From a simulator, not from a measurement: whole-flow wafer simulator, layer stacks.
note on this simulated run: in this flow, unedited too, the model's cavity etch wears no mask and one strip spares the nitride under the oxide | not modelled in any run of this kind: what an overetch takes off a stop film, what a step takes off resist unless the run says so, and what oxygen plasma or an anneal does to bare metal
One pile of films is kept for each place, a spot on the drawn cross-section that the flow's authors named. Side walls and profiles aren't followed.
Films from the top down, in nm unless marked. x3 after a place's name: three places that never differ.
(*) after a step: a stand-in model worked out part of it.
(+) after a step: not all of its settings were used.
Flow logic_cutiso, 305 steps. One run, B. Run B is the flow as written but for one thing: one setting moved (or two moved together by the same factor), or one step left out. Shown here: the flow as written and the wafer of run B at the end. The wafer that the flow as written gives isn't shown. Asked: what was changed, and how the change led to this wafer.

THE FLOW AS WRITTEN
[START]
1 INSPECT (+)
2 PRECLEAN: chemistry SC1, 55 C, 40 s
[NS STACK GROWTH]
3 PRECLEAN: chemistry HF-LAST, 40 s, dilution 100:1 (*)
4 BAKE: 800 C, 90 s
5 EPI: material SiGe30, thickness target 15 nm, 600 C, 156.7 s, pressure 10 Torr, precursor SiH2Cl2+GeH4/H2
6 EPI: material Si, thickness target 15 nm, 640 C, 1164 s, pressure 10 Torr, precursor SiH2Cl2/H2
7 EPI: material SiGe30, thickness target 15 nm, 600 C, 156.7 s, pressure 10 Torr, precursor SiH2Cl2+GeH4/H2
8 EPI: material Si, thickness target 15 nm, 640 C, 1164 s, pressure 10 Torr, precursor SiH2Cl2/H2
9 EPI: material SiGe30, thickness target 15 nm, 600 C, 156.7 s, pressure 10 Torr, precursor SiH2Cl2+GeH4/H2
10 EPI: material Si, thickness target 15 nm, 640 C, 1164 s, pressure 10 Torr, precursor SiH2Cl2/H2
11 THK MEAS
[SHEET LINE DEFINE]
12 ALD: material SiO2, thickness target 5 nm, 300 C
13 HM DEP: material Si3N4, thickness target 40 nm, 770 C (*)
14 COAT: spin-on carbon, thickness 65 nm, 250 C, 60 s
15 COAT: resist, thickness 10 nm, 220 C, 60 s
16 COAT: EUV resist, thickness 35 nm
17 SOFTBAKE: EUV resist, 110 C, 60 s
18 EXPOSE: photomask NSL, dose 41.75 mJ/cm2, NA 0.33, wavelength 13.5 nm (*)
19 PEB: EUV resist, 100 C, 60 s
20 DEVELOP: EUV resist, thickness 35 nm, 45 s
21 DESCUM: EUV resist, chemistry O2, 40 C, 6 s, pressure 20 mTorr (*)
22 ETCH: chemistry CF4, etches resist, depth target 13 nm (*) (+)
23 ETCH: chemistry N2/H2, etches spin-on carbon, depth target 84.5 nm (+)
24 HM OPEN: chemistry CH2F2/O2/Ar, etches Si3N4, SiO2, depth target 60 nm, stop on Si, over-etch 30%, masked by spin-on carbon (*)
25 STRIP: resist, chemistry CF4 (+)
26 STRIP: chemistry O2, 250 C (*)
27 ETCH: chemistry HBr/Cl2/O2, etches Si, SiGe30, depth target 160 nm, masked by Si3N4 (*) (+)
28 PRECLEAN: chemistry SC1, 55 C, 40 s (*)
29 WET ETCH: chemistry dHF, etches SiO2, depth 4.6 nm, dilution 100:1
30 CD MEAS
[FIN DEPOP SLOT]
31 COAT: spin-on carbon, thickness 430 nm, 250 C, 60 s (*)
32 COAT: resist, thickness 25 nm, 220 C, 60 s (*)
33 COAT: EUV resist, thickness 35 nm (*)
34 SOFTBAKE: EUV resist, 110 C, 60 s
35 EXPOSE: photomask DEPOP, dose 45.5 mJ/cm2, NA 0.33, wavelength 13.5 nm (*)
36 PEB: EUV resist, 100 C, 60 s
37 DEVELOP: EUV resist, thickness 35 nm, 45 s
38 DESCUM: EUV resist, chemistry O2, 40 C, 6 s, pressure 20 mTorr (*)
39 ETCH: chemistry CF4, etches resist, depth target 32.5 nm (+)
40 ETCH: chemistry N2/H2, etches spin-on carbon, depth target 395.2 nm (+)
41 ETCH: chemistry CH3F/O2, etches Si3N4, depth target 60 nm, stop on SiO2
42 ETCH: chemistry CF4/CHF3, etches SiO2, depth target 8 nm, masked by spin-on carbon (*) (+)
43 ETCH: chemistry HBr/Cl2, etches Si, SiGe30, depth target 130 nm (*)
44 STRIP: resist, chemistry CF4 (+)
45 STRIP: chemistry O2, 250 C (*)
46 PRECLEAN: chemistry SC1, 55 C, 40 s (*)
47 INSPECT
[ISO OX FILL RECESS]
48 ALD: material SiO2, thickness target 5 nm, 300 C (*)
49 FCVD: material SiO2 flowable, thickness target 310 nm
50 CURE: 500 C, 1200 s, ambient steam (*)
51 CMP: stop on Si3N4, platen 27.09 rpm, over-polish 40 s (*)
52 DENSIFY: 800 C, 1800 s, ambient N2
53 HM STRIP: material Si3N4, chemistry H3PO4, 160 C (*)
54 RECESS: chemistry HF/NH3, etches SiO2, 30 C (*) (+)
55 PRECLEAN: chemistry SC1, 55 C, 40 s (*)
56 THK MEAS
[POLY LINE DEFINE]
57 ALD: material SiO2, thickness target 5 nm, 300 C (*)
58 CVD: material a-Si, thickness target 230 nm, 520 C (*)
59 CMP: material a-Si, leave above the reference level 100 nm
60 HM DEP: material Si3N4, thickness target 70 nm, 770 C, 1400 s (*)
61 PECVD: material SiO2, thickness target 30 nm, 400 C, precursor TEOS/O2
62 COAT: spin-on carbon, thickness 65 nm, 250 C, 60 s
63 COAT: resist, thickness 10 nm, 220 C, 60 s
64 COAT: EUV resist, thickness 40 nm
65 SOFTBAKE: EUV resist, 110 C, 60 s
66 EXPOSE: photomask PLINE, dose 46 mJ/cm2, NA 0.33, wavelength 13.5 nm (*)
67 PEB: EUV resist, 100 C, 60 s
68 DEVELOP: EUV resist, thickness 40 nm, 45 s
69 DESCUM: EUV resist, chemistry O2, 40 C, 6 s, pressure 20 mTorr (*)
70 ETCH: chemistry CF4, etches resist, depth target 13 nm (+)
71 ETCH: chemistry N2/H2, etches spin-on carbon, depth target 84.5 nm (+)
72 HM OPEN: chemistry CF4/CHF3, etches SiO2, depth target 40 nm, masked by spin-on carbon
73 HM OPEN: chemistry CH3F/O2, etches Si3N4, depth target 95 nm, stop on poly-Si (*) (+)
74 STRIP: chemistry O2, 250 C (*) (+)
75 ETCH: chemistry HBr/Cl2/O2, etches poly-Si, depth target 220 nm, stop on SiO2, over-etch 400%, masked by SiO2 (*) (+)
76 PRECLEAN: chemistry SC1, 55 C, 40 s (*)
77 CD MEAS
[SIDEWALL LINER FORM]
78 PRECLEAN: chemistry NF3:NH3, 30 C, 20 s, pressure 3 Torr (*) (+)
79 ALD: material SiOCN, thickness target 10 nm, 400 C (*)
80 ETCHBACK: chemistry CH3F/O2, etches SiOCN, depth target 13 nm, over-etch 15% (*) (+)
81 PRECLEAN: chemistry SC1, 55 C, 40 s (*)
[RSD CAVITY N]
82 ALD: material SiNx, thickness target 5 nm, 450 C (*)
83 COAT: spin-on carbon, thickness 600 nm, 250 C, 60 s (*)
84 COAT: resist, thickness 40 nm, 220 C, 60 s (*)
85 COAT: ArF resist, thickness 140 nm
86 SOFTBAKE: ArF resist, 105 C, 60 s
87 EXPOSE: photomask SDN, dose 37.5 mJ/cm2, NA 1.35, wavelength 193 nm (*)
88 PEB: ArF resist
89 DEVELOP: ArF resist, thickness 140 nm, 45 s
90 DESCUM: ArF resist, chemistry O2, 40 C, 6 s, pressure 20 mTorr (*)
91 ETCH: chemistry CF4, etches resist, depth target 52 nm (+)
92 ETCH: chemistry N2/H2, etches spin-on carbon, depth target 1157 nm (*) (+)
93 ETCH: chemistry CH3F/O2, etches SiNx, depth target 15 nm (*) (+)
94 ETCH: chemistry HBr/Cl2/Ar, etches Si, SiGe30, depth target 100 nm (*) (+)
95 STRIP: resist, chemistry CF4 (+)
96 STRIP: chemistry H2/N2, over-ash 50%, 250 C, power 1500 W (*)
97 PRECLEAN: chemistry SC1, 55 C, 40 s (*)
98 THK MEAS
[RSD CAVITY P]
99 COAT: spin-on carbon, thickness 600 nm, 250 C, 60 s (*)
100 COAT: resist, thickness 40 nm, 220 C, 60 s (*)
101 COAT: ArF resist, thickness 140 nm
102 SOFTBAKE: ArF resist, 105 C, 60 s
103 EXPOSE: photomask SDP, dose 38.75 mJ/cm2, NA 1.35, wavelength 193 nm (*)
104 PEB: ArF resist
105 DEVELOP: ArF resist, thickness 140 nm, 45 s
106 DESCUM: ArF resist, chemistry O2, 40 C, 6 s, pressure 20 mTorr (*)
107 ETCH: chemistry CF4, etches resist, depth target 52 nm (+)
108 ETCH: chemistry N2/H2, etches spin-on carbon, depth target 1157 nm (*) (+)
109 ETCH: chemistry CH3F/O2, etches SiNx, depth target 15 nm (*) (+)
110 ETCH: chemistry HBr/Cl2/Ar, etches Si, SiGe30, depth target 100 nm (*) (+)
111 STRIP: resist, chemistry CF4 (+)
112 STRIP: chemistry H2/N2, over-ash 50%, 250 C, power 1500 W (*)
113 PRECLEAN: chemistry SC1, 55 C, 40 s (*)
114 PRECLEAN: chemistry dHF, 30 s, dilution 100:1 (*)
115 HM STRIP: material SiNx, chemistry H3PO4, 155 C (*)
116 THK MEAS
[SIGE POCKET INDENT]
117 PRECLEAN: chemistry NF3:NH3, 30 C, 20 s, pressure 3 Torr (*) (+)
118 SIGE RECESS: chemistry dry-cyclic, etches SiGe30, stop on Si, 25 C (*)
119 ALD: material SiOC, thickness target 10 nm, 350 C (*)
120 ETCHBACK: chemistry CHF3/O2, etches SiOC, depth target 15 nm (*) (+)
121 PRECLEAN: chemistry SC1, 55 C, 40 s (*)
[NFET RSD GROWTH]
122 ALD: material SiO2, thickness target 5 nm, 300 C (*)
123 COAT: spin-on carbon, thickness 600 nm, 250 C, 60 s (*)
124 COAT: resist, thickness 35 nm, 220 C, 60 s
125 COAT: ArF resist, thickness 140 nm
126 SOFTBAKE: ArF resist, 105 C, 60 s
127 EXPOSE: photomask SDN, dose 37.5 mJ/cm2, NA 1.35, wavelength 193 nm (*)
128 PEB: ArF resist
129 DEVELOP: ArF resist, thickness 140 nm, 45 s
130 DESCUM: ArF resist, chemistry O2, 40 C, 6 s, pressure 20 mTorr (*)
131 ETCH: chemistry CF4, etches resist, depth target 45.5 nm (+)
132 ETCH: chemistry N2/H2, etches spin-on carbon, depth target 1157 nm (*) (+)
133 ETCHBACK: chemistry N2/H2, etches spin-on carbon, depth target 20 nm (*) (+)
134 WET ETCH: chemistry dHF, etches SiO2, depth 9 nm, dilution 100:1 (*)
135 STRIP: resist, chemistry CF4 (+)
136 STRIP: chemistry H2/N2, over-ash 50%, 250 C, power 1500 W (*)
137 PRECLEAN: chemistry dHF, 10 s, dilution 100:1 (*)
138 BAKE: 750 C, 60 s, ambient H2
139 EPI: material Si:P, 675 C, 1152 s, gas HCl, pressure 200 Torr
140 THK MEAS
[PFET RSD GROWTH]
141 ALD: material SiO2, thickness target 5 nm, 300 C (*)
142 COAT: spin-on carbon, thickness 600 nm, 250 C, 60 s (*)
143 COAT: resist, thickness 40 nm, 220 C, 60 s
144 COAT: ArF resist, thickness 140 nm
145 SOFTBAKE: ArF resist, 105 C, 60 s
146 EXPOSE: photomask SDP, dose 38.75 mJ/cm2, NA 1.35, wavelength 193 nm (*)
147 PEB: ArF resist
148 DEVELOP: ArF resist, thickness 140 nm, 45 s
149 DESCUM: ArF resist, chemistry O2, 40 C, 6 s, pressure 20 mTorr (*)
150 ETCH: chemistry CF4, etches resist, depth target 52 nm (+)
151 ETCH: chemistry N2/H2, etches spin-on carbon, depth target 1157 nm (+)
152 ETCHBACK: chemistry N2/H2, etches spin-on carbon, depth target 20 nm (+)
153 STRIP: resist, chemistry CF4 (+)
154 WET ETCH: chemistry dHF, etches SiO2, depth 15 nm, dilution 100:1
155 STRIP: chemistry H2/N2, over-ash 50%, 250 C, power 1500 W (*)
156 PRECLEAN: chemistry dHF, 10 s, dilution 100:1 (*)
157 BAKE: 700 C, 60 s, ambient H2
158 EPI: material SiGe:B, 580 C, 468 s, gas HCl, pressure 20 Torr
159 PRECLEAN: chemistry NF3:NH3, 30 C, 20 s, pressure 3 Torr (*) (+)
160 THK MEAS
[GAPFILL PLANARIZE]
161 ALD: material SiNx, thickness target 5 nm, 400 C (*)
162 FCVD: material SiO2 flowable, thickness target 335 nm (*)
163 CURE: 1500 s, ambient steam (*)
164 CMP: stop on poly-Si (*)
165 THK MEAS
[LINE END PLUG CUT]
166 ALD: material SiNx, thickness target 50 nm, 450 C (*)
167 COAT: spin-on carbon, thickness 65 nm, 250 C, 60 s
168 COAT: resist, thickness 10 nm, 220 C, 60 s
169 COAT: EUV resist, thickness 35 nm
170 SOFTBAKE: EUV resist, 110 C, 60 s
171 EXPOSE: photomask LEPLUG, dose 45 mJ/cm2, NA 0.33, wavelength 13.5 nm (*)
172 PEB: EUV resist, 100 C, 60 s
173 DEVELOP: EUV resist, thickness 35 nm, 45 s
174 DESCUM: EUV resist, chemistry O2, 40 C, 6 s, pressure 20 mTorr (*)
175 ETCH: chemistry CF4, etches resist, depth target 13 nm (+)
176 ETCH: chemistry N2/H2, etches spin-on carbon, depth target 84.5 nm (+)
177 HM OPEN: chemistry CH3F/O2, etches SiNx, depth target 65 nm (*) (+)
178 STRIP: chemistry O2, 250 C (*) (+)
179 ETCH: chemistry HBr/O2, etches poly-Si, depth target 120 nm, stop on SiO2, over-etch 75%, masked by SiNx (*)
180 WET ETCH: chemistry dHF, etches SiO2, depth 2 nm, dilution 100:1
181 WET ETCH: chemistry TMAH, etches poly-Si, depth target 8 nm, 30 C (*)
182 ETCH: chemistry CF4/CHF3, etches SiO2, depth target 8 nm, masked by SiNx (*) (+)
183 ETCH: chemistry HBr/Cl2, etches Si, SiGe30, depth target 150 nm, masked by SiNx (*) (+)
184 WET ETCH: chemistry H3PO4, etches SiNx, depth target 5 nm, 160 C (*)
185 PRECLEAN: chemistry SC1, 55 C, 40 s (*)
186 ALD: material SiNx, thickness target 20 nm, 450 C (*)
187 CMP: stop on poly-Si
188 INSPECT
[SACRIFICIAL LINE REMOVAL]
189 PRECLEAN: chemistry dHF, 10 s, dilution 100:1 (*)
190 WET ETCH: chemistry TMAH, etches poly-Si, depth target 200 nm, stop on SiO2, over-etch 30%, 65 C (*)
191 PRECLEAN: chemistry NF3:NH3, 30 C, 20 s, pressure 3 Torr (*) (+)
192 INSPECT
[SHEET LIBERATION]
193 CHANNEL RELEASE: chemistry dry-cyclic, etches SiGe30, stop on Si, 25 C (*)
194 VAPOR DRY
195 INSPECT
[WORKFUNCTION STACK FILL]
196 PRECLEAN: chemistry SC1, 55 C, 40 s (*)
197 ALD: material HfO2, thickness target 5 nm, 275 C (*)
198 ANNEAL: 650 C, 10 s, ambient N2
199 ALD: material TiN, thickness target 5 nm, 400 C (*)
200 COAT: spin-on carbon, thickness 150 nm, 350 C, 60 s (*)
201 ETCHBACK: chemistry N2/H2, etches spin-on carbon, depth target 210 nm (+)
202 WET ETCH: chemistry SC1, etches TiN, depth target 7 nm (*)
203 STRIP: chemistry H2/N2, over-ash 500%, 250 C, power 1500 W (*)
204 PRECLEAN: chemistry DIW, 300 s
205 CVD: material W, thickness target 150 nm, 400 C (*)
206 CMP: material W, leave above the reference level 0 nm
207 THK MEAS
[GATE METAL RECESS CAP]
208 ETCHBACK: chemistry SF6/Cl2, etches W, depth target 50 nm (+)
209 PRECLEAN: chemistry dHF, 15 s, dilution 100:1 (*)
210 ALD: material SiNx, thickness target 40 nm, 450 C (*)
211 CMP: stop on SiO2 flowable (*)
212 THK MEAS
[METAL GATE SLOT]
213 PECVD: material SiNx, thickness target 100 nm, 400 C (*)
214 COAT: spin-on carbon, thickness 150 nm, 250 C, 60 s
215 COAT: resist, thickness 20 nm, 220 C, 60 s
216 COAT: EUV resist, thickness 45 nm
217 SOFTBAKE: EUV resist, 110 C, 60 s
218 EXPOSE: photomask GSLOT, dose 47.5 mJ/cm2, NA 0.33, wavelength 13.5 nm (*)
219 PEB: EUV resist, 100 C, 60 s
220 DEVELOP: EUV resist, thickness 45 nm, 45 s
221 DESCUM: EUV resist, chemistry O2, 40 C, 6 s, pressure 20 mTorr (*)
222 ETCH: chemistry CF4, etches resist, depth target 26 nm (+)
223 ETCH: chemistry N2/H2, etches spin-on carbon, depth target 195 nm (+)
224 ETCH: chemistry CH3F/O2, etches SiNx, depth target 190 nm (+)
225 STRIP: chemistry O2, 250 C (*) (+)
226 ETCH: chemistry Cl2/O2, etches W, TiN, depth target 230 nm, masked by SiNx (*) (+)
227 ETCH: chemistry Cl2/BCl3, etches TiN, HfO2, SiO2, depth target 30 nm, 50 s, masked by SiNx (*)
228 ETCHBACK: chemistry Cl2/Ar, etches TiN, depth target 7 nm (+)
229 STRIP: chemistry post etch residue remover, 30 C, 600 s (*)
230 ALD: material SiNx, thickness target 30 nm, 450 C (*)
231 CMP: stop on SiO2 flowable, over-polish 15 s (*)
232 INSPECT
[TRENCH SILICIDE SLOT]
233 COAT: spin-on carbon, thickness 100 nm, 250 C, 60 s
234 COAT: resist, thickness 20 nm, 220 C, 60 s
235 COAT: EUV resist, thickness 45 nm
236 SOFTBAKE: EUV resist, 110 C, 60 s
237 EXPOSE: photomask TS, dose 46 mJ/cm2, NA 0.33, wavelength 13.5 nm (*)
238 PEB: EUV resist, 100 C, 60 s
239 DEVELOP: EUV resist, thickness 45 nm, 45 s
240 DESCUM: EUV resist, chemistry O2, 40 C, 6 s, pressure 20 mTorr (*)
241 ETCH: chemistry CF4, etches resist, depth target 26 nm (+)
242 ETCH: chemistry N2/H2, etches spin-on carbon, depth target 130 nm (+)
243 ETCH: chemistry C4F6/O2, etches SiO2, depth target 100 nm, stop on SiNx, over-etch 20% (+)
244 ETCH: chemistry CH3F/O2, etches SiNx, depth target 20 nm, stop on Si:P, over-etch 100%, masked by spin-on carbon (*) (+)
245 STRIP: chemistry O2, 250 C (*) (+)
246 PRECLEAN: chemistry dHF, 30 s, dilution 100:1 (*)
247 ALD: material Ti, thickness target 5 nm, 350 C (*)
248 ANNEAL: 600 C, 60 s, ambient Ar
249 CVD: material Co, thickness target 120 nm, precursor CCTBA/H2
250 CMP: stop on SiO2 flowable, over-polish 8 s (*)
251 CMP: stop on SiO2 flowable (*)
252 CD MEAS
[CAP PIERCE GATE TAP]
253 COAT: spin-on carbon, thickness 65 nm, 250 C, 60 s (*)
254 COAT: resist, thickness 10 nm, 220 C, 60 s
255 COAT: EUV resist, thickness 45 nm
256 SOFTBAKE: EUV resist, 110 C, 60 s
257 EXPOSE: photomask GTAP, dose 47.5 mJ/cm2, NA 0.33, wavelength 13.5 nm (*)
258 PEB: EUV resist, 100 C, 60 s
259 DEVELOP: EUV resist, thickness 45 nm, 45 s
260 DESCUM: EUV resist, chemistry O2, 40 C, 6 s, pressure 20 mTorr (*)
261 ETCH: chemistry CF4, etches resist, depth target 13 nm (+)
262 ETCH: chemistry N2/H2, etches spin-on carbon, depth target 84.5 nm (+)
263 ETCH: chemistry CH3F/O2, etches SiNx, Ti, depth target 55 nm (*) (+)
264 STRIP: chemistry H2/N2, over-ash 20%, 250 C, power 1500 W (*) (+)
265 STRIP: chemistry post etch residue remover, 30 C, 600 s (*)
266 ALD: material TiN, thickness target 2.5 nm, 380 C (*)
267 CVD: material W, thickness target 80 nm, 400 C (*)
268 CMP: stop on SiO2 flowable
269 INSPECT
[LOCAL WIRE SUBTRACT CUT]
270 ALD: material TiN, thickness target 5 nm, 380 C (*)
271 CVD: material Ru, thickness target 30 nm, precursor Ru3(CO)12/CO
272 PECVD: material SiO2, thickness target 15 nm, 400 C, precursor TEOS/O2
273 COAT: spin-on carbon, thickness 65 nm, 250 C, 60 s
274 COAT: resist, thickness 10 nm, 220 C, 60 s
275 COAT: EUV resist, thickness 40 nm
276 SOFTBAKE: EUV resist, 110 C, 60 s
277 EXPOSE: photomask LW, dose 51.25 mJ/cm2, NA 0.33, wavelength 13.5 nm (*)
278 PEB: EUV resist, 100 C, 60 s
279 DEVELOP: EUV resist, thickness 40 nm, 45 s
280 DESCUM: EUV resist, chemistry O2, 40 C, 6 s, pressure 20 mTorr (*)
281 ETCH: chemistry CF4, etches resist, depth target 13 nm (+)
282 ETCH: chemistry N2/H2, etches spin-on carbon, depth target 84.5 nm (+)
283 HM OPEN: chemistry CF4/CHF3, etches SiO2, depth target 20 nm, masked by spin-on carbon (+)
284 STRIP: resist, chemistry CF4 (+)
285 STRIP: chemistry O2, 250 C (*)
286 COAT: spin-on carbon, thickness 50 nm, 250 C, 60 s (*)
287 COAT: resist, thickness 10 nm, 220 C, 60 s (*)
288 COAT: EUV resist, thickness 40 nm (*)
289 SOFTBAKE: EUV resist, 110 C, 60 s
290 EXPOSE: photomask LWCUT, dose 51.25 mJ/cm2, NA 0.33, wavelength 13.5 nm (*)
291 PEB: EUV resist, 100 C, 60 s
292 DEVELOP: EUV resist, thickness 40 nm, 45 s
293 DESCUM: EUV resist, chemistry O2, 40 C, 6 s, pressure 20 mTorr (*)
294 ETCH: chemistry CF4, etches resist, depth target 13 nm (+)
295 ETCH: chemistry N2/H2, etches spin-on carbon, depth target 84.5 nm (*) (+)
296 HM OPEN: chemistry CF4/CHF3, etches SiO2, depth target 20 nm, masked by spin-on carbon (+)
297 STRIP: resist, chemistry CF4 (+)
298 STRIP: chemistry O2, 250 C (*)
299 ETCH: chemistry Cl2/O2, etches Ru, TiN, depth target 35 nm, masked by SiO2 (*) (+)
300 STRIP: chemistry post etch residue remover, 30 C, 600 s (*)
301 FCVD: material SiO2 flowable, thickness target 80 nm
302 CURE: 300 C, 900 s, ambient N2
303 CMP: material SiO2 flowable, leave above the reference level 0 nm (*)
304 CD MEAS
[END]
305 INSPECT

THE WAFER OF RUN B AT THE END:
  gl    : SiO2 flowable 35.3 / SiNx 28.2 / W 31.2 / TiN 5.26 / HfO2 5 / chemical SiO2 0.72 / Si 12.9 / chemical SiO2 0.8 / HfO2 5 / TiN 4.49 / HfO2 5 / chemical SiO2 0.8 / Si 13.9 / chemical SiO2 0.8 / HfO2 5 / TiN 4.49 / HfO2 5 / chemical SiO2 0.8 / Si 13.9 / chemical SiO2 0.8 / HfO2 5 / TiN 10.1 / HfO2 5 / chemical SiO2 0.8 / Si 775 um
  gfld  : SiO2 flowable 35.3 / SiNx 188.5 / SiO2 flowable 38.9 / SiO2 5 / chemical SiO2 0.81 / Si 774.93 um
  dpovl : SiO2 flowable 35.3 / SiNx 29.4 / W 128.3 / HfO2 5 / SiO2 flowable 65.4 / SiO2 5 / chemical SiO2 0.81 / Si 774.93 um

The cause: step 5, EPI: thickness target 20.6 nm was run, where the flow has thickness target 15 nm; step 5, EPI: 215.5 s was run, where the flow has 156.7 s.

How the change led to this, step by step:
  5 EPI: material SiGe30, thickness target 15 nm, 600 C, 156.7 s, pressure 10 Torr, precursor SiH2Cl2+GeH4/H2
      depop, dpovl, gfld and 19 more: SiGe30 +20.6 (new film) (as written it would be: SiGe30 +15 (new film))
  27 ETCH: chemistry HBr/Cl2/O2, etches Si, SiGe30, depth target 160 nm, masked by Si3N4 (*) (+)
      gfld, gxf, iso, lnri: chemical SiO2 -0.79 (all of it), Si -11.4 (all of it), SiGe30 -15 (all of it), Si -15 (all of it), SiGe30 -15 (all of it), Si -15 (all of it), SiGe30 -20.6 (all of it), Si -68 (as written it would be: chemical SiO2 -0.79 (all of it), Si -11.4 (all of it), SiGe30 -15 (all of it), Si -15 (all of it), SiGe30 -15 (all of it), Si -15 (all of it), SiGe30 -15 (all of it), Si -73.6)
      dpovl, nsgap: chemical SiO2 -0.79 (all of it), Si -11.8 (all of it), SiGe30 -15 (all of it), Si -15 (all of it), SiGe30 -15 (all of it), Si -15 (all of it), SiGe30 -20.6 (all of it), Si -67.6 (as written it would be: chemical SiO2 -0.79 (all of it), Si -11.8 (all of it), SiGe30 -15 (all of it), Si -15 (all of it), SiGe30 -15 (all of it), Si -15 (all of it), SiGe30 -15 (all of it), Si -73.2)
      (and at 1 more place)
  43 ETCH: chemistry HBr/Cl2, etches Si, SiGe30, depth target 130 nm (*)
      depop: Si -14 (all of it), SiGe30 -15 (all of it), Si -15 (all of it), SiGe30 -15 (all of it), Si -15 (all of it), SiGe30 -20.6 (all of it), Si -35.3 (as written it would be: Si -14 (all of it), SiGe30 -15 (all of it), Si -15 (all of it), SiGe30 -15 (all of it), Si -15 (all of it), SiGe30 -15 (all of it), Si -41)
  94 ETCH: chemistry HBr/Cl2/Ar, etches Si, SiGe30, depth target 100 nm (*) (+)
      rsdn, rsdx: chemical SiO2 -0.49 (all of it), Si -12.8 (all of it), SiGe30 -15 (all of it), Si -15 (all of it), SiGe30 -15 (all of it), Si -15 (all of it), SiGe30 -20.6 (all of it), Si -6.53 (as written it would be: chemical SiO2 -0.49 (all of it), Si -12.8 (all of it), SiGe30 -15 (all of it), Si -15 (all of it), SiGe30 -15 (all of it), Si -15 (all of it), SiGe30 -15 (all of it), Si -12.2)
  110 ETCH: chemistry HBr/Cl2/Ar, etches Si, SiGe30, depth target 100 nm (*) (+)
      rsdp, rsdw: chemical SiO2 -0.49 (all of it), Si -12.8 (all of it), SiGe30 -15 (all of it), Si -15 (all of it), SiGe30 -15 (all of it), Si -15 (all of it), SiGe30 -20.6 (all of it), Si -6.53 (as written it would be: chemical SiO2 -0.49 (all of it), Si -12.8 (all of it), SiGe30 -15 (all of it), Si -15 (all of it), SiGe30 -15 (all of it), Si -15 (all of it), SiGe30 -15 (all of it), Si -12.2)
  118 SIGE RECESS: chemistry dry-cyclic, etches SiGe30, stop on Si, 25 C (*)
      lnr, lnrp, lnrt: SiOCN -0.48, Si -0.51, cavity +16 (new film), SiGe30 -15 (all of it), Si -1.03, cavity +16 (new film), SiGe30 -15 (all of it), Si -1.03, cavity +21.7 (new film), SiGe30 -20.6 (all of it), Si -0.51 (as written it would be: SiOCN -0.48, Si -0.51, cavity +16 (new film), SiGe30 -15 (all of it), Si -1.03, cavity +16 (new film), SiGe30 -15 (all of it), Si -1.03, cavity +16 (new film), SiGe30 -15 (all of it), Si -0.51)
  119 ALD: material SiOC, thickness target 10 nm, 350 C (*)
      lnr, lnrp, lnrt: SiOC +10 (new film), SiOC +16 (new film), cavity -16 (all of it), SiOC +16 (new film), cavity -16 (all of it), SiOC +21.7 (new film), cavity -21.7 (all of it) (as written it would be: SiOC +10 (new film), SiOC +16 (new film), cavity -16 (all of it), SiOC +16 (new film), cavity -16 (all of it), SiOC +16 (new film), cavity -16 (all of it))
  183 ETCH: chemistry HBr/Cl2, etches Si, SiGe30, depth target 150 nm, masked by SiNx (*) (+)
      plug: Si -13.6 (all of it), SiGe30 -15 (all of it), Si -15 (all of it), SiGe30 -15 (all of it), Si -15 (all of it), SiGe30 -20.6 (all of it), Si -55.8 (as written it would be: Si -13.6 (all of it), SiGe30 -15 (all of it), Si -15 (all of it), SiGe30 -15 (all of it), Si -15 (all of it), SiGe30 -15 (all of it), Si -61.4)
  193 CHANNEL RELEASE: chemistry dry-cyclic, etches SiGe30, stop on Si, 25 C (*)
      gl, glp, gxn, gxp, ns, tap: chemical SiO2 +0.8 (new film), Si -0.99, chemical SiO2 +0.8 (new film), cavity +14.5 (new film), chemical SiO2 +0.8 (new film), SiGe30 -15 (all of it), Si -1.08, chemical SiO2 +0.8 (new film), cavity +14.5 (new film), chemical SiO2 +0.8 (new film), SiGe30 -15 (all of it), Si -1.08, chemical SiO2 +0.8 (new film), cavity +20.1 (new film), chemical SiO2 +0.8 (new film), SiGe30 -20.6 (all of it), Si -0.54 (as written it would be: chemical SiO2 +0.8 (new film), Si -0.99, chemical SiO2 +0.8 (new film), cavity +14.5 (new film), chemical SiO2 +0.8 (new film), SiGe30 -15 (all of it), Si -1.08, chemical SiO2 +0.8 (new film), cavity +14.5 (new film), chemical SiO2 +0.8 (new film), SiGe30 -15 (all of it), Si -1.08, chemical SiO2 +0.8 (new film), cavity +14.5 (new film), chemical SiO2 +0.8 (new film), SiGe30 -15 (all of it), Si -0.54)
  199 ALD: material TiN, thickness target 5 nm, 400 C (*)
      gl, glp, tap: TiN +5.26 (new film), TiN +4.49 (new film), cavity -4.49 (all of it), TiN +4.49 (new film), cavity -4.49 (all of it), TiN +10.1 (new film), cavity -10.1 (all of it) (as written it would be: TiN +5.26 (new film), TiN +4.49 (new film), cavity -4.49 (all of it), TiN +4.49 (new film), cavity -4.49 (all of it), TiN +4.49 (new film), cavity -4.49 (all of it))
      gxn, gxp, ns: TiN +5 (new film), TiN +4.49 (new film), cavity -4.49 (all of it), TiN +4.49 (new film), cavity -4.49 (all of it), TiN +10.1 (new film), cavity -10.1 (all of it) (as written it would be: TiN +5 (new film), TiN +4.49 (new film), cavity -4.49 (all of it), TiN +4.49 (new film), cavity -4.49 (all of it), TiN +4.49 (new film), cavity -4.49 (all of it))
